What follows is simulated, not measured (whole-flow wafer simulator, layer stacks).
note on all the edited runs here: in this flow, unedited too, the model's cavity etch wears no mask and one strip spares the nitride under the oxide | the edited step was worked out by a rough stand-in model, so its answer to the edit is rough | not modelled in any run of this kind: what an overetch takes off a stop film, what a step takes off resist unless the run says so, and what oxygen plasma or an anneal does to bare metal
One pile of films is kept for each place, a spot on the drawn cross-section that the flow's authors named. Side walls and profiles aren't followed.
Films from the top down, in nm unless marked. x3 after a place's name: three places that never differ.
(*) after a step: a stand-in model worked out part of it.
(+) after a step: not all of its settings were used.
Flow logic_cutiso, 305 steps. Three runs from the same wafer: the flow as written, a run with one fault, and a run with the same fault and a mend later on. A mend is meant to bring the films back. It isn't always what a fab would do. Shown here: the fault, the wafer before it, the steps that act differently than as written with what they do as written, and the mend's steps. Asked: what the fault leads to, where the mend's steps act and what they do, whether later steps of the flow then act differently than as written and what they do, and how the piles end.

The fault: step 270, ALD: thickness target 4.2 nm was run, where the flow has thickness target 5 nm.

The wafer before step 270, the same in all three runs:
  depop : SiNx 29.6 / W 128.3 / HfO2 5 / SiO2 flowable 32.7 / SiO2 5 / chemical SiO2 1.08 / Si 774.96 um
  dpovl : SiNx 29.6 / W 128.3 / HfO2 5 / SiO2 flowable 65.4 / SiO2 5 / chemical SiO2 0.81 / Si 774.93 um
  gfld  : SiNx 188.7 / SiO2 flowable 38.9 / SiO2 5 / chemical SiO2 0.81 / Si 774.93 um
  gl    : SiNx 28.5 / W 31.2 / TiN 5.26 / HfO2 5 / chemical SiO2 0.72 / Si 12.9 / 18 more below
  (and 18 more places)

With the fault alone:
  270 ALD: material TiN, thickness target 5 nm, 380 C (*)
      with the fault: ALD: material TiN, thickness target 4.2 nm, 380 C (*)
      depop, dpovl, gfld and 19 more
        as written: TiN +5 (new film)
        with the fault: TiN +4.2 (new film)
  Later steps of the flow that act differently than as written (2 more steps differ only slightly, by at most 2% or 0.5 nm, whichever is larger, and aren't shown):
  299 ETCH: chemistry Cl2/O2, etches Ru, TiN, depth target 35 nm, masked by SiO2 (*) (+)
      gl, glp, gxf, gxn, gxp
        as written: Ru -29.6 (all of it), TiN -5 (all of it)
        with the fault: Ru -29.6 (all of it), TiN -4.2 (all of it), SiNx -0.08
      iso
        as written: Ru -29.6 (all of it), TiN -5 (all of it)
        with the fault: Ru -29.6 (all of it), TiN -4.2 (all of it), SiO2 flowable -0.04
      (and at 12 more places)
  At the end the piles differ from the flow's by more than 2% or 0.5 nm, whichever is larger, at depop, dpovl, gfld and 17 more.
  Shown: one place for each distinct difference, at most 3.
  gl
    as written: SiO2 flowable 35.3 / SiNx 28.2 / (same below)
    with the fault: SiO2 flowable 34.5 / SiNx 28.2 / (same below)
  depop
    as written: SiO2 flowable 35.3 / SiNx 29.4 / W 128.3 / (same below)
    with the fault: SiO2 flowable 34.5 / SiNx 29.3 / W 128.3 / (same below)
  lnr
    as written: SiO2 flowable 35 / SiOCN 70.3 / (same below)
    with the fault: SiO2 flowable 34.2 / SiOCN 70.3 / (same below)

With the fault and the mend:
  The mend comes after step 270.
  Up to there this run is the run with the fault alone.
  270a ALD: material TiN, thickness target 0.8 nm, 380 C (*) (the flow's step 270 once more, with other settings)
      depop, dpovl, gfld and 19 more
        TiN +0.8
  No later step of the flow acts differently than as written at any place that is followed.
  At the end the piles are the same as the flow's at every place that both follow.
